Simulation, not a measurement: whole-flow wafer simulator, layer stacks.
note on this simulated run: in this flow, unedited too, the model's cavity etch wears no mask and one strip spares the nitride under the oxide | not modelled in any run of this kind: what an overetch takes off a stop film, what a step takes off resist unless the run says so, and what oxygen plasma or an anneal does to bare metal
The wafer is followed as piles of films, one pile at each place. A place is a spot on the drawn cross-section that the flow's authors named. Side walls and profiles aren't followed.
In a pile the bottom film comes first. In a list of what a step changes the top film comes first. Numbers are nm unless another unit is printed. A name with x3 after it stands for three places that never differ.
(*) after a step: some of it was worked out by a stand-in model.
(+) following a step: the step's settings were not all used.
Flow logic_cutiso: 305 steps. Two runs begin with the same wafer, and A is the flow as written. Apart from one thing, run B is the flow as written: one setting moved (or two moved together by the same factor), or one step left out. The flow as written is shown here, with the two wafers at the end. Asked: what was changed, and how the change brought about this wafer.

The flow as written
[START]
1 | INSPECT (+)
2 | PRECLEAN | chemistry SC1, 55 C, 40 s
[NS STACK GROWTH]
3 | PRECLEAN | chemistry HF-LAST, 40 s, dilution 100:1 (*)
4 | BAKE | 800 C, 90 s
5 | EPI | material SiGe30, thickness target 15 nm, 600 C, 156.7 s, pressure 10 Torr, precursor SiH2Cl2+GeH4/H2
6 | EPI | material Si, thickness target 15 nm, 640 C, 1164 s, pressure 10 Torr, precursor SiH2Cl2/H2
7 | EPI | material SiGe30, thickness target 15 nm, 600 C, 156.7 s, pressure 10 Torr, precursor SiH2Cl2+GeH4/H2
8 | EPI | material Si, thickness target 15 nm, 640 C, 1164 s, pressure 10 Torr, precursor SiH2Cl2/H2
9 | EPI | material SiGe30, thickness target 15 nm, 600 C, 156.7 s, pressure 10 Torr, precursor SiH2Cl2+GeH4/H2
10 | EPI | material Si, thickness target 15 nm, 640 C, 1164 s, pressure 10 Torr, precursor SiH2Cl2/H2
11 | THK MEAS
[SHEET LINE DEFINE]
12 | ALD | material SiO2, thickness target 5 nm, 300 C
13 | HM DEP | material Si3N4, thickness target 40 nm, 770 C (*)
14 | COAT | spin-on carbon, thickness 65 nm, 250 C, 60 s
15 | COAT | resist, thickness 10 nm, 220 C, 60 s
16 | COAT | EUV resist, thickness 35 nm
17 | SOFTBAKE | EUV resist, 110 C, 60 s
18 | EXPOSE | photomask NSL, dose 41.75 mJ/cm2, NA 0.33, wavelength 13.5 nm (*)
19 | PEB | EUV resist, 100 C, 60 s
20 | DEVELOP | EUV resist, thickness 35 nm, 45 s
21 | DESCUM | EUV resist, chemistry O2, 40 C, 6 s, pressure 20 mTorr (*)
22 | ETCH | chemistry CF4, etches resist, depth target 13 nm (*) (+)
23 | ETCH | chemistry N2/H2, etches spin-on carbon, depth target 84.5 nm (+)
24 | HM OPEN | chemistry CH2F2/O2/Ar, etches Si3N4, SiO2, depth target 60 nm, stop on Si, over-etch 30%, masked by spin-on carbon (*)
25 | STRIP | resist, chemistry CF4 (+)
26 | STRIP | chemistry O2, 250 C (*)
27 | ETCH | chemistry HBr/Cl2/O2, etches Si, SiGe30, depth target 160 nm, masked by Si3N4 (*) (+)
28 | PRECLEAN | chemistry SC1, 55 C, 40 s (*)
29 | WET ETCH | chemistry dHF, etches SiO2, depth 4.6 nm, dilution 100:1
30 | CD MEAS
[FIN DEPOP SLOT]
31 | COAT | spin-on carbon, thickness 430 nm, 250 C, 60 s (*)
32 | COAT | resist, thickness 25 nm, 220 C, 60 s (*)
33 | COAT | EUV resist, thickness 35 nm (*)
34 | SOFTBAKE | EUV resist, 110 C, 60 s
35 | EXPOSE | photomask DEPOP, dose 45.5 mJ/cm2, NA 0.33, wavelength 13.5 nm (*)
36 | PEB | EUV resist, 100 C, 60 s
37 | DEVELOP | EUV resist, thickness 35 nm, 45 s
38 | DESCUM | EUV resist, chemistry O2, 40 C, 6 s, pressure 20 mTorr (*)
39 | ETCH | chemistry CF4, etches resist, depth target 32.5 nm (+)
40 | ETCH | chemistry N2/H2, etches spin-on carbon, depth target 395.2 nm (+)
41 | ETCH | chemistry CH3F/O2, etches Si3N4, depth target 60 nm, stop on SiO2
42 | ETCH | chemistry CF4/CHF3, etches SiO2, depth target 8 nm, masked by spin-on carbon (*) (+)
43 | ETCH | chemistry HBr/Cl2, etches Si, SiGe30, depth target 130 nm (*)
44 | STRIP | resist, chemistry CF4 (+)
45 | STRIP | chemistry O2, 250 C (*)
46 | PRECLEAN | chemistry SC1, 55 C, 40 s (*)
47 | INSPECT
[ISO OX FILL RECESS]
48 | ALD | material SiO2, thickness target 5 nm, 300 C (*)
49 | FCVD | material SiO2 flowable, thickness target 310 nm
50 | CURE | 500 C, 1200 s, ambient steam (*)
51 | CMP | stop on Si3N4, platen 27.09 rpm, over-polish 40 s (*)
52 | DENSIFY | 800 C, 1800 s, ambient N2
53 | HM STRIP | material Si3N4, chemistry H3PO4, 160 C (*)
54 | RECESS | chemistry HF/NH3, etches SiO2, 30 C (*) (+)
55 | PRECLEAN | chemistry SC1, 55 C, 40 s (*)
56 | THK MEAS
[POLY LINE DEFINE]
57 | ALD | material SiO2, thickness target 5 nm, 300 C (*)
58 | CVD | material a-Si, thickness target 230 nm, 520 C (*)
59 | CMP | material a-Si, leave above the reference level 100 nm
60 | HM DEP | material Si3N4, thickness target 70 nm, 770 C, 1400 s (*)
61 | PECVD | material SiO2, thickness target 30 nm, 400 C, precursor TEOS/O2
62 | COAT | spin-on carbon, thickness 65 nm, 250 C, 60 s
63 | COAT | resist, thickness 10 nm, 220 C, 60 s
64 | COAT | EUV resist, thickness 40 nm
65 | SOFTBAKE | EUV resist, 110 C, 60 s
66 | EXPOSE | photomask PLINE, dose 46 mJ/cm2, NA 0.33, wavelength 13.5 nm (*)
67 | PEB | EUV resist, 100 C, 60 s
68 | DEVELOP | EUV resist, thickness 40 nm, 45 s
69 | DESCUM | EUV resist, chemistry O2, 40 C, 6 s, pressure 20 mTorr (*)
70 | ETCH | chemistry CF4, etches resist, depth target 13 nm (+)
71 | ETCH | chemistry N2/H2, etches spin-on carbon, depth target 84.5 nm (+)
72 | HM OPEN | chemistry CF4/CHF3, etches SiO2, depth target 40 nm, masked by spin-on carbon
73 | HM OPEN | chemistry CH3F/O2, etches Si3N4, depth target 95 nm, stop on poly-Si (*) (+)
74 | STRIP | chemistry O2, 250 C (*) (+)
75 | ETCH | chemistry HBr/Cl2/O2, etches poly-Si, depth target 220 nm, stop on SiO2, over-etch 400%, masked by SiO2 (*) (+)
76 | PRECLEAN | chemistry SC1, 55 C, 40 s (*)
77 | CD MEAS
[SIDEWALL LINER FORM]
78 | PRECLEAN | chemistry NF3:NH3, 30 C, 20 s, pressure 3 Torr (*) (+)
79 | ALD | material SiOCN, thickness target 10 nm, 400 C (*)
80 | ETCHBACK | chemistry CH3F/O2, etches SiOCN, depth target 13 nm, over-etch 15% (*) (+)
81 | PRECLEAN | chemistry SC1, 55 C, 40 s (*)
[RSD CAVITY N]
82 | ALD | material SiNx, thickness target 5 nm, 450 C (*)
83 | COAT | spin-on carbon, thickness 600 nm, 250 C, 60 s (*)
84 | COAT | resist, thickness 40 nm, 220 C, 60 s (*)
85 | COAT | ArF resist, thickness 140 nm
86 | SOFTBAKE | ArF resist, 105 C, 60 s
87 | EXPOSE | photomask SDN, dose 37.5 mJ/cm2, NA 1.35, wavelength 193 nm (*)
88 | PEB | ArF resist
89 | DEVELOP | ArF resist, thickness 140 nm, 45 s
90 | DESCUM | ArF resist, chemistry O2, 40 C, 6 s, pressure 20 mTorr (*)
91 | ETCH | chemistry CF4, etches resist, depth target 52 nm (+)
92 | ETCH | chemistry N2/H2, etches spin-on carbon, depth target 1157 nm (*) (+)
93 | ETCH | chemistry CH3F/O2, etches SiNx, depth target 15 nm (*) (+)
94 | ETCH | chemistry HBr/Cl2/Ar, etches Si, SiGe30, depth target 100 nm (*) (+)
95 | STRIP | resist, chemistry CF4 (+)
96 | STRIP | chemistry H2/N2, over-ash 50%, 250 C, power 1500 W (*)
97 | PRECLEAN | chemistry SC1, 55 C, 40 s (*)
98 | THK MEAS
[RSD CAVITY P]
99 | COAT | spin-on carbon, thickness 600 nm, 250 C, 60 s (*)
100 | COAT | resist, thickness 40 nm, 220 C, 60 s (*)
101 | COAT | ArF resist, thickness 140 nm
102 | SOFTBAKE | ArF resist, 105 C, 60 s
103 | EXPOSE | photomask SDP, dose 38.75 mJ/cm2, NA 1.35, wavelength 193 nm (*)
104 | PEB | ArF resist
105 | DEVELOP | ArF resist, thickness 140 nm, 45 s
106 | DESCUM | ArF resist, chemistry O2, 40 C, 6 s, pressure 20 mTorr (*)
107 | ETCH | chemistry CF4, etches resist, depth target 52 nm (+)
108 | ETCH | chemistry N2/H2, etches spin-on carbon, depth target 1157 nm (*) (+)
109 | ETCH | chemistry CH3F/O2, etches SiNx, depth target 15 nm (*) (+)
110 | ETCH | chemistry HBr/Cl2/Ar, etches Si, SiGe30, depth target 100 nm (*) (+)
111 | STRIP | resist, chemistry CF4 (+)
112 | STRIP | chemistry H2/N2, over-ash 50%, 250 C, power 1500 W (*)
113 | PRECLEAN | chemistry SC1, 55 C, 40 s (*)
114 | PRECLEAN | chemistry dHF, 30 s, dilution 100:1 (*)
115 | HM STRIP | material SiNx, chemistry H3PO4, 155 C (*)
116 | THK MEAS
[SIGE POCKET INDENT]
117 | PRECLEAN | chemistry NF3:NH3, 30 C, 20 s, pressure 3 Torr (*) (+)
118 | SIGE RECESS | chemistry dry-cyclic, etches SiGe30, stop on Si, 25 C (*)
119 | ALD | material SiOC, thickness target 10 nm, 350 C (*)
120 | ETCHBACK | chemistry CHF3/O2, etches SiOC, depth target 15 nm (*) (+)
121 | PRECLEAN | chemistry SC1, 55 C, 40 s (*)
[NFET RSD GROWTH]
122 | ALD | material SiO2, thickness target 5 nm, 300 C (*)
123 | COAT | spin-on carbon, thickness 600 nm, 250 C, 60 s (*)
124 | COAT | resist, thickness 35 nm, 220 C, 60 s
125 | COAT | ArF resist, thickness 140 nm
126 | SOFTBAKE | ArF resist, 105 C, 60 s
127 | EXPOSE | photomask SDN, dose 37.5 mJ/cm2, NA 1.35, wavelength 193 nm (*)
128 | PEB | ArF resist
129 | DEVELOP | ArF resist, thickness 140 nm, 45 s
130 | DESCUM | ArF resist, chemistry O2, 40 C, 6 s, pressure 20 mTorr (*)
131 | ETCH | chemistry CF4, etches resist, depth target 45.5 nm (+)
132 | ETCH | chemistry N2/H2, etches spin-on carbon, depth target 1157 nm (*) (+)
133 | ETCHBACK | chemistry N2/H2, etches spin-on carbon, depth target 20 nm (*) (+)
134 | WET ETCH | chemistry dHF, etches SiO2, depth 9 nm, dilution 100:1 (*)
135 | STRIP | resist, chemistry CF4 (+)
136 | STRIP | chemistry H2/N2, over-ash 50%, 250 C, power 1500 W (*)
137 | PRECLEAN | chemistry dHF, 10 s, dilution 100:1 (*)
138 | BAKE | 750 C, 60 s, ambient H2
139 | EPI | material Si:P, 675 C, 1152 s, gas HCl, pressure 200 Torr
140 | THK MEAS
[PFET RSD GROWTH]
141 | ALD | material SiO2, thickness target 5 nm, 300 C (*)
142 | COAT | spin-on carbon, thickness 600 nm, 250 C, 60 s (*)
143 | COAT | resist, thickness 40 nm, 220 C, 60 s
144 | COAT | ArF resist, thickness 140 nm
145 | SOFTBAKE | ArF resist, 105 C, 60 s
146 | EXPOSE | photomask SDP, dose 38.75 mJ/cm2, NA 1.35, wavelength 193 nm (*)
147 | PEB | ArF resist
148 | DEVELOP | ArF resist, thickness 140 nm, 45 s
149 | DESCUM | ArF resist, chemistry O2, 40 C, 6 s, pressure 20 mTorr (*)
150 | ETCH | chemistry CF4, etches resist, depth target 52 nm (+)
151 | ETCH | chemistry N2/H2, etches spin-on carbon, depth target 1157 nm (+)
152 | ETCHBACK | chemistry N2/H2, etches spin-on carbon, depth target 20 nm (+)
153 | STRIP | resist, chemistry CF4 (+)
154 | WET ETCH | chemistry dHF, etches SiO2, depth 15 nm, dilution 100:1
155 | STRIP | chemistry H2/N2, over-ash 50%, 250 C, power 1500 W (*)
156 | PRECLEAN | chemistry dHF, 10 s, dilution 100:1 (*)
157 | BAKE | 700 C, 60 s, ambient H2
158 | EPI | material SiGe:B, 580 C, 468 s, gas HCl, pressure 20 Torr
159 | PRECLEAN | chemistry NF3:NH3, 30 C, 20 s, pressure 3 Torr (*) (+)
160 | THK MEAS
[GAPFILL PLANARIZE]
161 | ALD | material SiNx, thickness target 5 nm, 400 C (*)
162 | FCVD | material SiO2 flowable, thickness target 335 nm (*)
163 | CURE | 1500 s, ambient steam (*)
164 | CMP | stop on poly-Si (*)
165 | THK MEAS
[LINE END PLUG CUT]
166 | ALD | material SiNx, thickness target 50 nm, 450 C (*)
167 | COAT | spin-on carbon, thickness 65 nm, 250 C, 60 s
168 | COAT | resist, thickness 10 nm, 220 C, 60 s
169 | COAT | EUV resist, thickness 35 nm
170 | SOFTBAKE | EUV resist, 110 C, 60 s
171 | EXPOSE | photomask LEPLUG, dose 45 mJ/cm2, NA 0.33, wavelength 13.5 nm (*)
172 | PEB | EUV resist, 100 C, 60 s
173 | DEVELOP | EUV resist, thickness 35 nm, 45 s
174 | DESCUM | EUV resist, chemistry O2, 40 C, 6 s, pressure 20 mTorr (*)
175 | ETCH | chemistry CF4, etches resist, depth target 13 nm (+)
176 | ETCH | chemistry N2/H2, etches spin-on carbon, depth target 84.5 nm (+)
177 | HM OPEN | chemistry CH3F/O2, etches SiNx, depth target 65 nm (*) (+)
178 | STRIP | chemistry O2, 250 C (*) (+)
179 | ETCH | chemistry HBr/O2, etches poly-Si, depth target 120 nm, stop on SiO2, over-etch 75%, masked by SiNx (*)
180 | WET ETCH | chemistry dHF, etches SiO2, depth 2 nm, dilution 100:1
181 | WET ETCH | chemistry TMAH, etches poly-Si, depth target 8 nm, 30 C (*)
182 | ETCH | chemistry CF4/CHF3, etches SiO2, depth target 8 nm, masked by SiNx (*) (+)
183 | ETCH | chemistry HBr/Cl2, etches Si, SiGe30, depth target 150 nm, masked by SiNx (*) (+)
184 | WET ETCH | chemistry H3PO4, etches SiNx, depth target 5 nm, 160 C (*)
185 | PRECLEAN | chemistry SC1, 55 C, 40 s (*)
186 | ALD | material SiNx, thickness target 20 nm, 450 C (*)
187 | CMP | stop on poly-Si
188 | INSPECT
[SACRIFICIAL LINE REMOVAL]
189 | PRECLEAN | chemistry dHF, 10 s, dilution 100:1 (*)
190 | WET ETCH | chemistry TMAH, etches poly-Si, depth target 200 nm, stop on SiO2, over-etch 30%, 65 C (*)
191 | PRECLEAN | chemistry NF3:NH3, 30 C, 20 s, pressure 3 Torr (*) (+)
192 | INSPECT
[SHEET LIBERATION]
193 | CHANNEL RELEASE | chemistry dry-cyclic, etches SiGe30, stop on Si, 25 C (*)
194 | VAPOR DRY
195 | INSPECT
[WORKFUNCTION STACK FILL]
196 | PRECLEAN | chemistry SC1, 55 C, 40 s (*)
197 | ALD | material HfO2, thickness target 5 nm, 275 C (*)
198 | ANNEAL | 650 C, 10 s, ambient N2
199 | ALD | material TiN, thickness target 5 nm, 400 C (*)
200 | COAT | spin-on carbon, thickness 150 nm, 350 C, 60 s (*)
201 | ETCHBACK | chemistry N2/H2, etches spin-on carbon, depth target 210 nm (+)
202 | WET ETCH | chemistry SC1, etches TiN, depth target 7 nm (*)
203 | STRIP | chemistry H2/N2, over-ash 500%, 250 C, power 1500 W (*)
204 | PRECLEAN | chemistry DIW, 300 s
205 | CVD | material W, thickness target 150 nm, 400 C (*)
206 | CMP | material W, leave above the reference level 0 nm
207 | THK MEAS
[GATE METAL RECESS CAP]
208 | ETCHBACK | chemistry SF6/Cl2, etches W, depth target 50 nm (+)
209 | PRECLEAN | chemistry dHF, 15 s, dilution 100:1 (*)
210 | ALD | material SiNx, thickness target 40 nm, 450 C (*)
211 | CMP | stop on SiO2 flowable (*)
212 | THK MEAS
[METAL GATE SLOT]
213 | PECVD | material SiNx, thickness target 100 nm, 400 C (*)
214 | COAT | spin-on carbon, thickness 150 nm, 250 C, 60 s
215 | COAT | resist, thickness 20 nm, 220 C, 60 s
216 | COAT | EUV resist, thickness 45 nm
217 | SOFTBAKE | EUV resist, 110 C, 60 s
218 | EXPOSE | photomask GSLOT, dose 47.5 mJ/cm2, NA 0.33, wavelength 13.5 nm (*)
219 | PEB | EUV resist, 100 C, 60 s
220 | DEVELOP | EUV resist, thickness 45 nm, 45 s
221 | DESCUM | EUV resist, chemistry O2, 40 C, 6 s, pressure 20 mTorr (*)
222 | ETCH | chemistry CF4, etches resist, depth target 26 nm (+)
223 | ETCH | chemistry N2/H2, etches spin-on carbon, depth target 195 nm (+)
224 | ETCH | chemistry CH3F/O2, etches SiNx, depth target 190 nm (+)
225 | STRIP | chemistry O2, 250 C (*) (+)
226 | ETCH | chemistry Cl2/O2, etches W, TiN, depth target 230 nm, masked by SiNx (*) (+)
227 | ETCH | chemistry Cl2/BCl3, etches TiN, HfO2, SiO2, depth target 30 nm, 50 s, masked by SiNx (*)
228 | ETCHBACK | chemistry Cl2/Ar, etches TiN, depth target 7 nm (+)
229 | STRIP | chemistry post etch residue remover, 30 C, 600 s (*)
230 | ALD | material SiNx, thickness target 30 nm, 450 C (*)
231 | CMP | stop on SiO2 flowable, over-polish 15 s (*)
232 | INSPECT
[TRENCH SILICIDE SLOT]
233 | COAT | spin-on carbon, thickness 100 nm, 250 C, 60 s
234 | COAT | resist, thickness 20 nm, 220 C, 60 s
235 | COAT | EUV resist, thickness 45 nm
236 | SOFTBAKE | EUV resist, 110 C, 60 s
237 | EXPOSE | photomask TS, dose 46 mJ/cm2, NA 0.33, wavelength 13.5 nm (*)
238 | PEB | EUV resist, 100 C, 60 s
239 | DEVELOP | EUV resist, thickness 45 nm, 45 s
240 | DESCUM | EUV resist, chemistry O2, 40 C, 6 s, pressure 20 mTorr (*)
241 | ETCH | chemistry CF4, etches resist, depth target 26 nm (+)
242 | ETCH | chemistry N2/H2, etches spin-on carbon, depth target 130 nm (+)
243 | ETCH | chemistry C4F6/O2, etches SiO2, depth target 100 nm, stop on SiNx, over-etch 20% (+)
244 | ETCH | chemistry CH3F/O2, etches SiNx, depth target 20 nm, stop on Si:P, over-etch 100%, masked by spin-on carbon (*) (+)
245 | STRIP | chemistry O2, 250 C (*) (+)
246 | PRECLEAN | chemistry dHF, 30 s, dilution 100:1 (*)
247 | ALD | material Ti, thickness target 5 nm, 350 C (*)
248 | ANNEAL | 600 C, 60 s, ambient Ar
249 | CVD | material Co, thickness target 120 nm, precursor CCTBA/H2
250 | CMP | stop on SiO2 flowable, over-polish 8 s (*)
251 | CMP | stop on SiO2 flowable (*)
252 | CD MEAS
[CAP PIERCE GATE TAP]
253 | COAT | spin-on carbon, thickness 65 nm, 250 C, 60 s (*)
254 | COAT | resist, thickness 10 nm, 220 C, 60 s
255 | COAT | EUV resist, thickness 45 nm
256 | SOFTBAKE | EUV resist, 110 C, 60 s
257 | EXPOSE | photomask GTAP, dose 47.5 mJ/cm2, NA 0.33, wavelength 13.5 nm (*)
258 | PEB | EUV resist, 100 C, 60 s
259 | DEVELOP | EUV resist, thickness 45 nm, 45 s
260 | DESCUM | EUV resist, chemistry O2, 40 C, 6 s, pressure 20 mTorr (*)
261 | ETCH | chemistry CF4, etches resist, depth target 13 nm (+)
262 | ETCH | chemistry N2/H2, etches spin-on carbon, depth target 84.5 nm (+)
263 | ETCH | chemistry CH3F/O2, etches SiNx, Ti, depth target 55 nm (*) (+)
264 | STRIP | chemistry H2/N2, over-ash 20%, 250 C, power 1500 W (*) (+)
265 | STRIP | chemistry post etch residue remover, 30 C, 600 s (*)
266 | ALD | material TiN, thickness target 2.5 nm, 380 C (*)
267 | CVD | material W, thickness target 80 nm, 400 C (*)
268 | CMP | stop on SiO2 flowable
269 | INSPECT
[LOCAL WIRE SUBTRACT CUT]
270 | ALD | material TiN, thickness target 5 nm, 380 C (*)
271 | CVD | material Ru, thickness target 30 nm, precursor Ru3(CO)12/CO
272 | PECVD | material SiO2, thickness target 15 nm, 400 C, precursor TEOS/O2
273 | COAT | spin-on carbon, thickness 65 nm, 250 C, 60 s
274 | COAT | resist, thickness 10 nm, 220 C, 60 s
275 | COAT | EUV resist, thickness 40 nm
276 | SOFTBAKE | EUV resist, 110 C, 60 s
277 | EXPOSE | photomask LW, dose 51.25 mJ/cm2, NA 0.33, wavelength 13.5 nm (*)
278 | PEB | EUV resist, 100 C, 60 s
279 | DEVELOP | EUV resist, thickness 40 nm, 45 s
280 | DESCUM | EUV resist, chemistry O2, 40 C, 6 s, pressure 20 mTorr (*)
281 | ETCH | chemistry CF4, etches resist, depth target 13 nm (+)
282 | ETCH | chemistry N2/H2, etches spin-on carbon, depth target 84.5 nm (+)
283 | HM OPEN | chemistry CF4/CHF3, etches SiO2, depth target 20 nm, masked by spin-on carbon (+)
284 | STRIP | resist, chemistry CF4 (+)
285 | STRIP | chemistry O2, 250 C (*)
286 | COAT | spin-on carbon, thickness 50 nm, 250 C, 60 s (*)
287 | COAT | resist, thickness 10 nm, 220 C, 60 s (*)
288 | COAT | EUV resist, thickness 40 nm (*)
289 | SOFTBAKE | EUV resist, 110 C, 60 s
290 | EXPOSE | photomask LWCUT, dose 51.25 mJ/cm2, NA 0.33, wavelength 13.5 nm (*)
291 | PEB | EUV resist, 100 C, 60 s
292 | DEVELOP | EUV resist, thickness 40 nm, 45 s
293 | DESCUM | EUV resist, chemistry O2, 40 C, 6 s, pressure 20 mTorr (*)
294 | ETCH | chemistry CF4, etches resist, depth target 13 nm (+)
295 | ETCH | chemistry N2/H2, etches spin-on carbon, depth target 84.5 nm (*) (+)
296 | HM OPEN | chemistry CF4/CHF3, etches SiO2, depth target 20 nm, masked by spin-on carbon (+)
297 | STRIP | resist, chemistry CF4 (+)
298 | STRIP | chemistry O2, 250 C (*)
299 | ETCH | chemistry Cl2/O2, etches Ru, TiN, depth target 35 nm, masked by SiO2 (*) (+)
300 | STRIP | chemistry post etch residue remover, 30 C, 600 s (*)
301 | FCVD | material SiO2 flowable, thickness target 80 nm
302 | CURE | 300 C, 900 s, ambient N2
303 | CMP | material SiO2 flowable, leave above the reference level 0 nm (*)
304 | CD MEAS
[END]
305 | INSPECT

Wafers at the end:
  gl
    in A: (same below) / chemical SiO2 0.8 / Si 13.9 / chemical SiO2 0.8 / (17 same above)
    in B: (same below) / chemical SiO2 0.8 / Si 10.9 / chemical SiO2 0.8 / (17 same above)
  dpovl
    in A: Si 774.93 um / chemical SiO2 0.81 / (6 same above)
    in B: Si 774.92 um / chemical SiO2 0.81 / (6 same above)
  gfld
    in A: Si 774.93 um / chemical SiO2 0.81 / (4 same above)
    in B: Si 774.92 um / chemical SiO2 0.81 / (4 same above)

What caused this: step 6, EPI: 931.5 s was run, while the flow as written has 1164 s.

Step by step, how the change led to this:
  6 | EPI | material Si, thickness target 15 nm, 640 C, 1164 s, pressure 10 Torr, precursor SiH2Cl2/H2
      depop, dpovl, gfld and 19 more: A Si gains 15 (new film) | B Si gains 12 (new film)
  27 | ETCH | chemistry HBr/Cl2/O2, etches Si, SiGe30, depth target 160 nm, masked by Si3N4 (*) (+)
      gfld, gxf, iso, lnri: A chemical SiO2 loses 0.79 (all of it), Si loses 11.4 (all of it), SiGe30 loses 15 (all of it), Si loses 15 (all of it), SiGe30 loses 15 (all of it), Si loses 15 (all of it), SiGe30 loses 15 (all of it), Si loses 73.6 | B chemical SiO2 loses 0.79 (all of it), Si loses 11.4 (all of it), SiGe30 loses 15 (all of it), Si loses 15 (all of it), SiGe30 loses 15 (all of it), Si loses 12 (all of it), SiGe30 loses 15 (all of it), Si loses 76.6
      dpovl, nsgap: A chemical SiO2 loses 0.79 (all of it), Si loses 11.8 (all of it), SiGe30 loses 15 (all of it), Si loses 15 (all of it), SiGe30 loses 15 (all of it), Si loses 15 (all of it), SiGe30 loses 15 (all of it), Si loses 73.2 | B chemical SiO2 loses 0.79 (all of it), Si loses 11.8 (all of it), SiGe30 loses 15 (all of it), Si loses 15 (all of it), SiGe30 loses 15 (all of it), Si loses 12 (all of it), SiGe30 loses 15 (all of it), Si loses 76.2
      (as well as at 1 more place)
  43 | ETCH | chemistry HBr/Cl2, etches Si, SiGe30, depth target 130 nm (*)
      depop: A Si loses 14 (all of it), SiGe30 loses 15 (all of it), Si loses 15 (all of it), SiGe30 loses 15 (all of it), Si loses 15 (all of it), SiGe30 loses 15 (all of it), Si loses 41 | B Si loses 14 (all of it), SiGe30 loses 15 (all of it), Si loses 15 (all of it), SiGe30 loses 15 (all of it), Si loses 12 (all of it), SiGe30 loses 15 (all of it), Si loses 44
  94 | ETCH | chemistry HBr/Cl2/Ar, etches Si, SiGe30, depth target 100 nm (*) (+)
      rsdn, rsdx: A chemical SiO2 loses 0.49 (all of it), Si loses 12.8 (all of it), SiGe30 loses 15 (all of it), Si loses 15 (all of it), SiGe30 loses 15 (all of it), Si loses 15 (all of it), SiGe30 loses 15 (all of it), Si loses 12.2 | B chemical SiO2 loses 0.49 (all of it), Si loses 12.8 (all of it), SiGe30 loses 15 (all of it), Si loses 15 (all of it), SiGe30 loses 15 (all of it), Si loses 12 (all of it), SiGe30 loses 15 (all of it), Si loses 15.2
  110 | ETCH | chemistry HBr/Cl2/Ar, etches Si, SiGe30, depth target 100 nm (*) (+)
      rsdp, rsdw: A chemical SiO2 loses 0.49 (all of it), Si loses 12.8 (all of it), SiGe30 loses 15 (all of it), Si loses 15 (all of it), SiGe30 loses 15 (all of it), Si loses 15 (all of it), SiGe30 loses 15 (all of it), Si loses 12.2 | B chemical SiO2 loses 0.49 (all of it), Si loses 12.8 (all of it), SiGe30 loses 15 (all of it), Si loses 15 (all of it), SiGe30 loses 15 (all of it), Si loses 12 (all of it), SiGe30 loses 15 (all of it), Si loses 15.2
  183 | ETCH | chemistry HBr/Cl2, etches Si, SiGe30, depth target 150 nm, masked by SiNx (*) (+)
      plug: A Si loses 13.6 (all of it), SiGe30 loses 15 (all of it), Si loses 15 (all of it), SiGe30 loses 15 (all of it), Si loses 15 (all of it), SiGe30 loses 15 (all of it), Si loses 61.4 | B Si loses 13.6 (all of it), SiGe30 loses 15 (all of it), Si loses 15 (all of it), SiGe30 loses 15 (all of it), Si loses 12 (all of it), SiGe30 loses 15 (all of it), Si loses 64.4
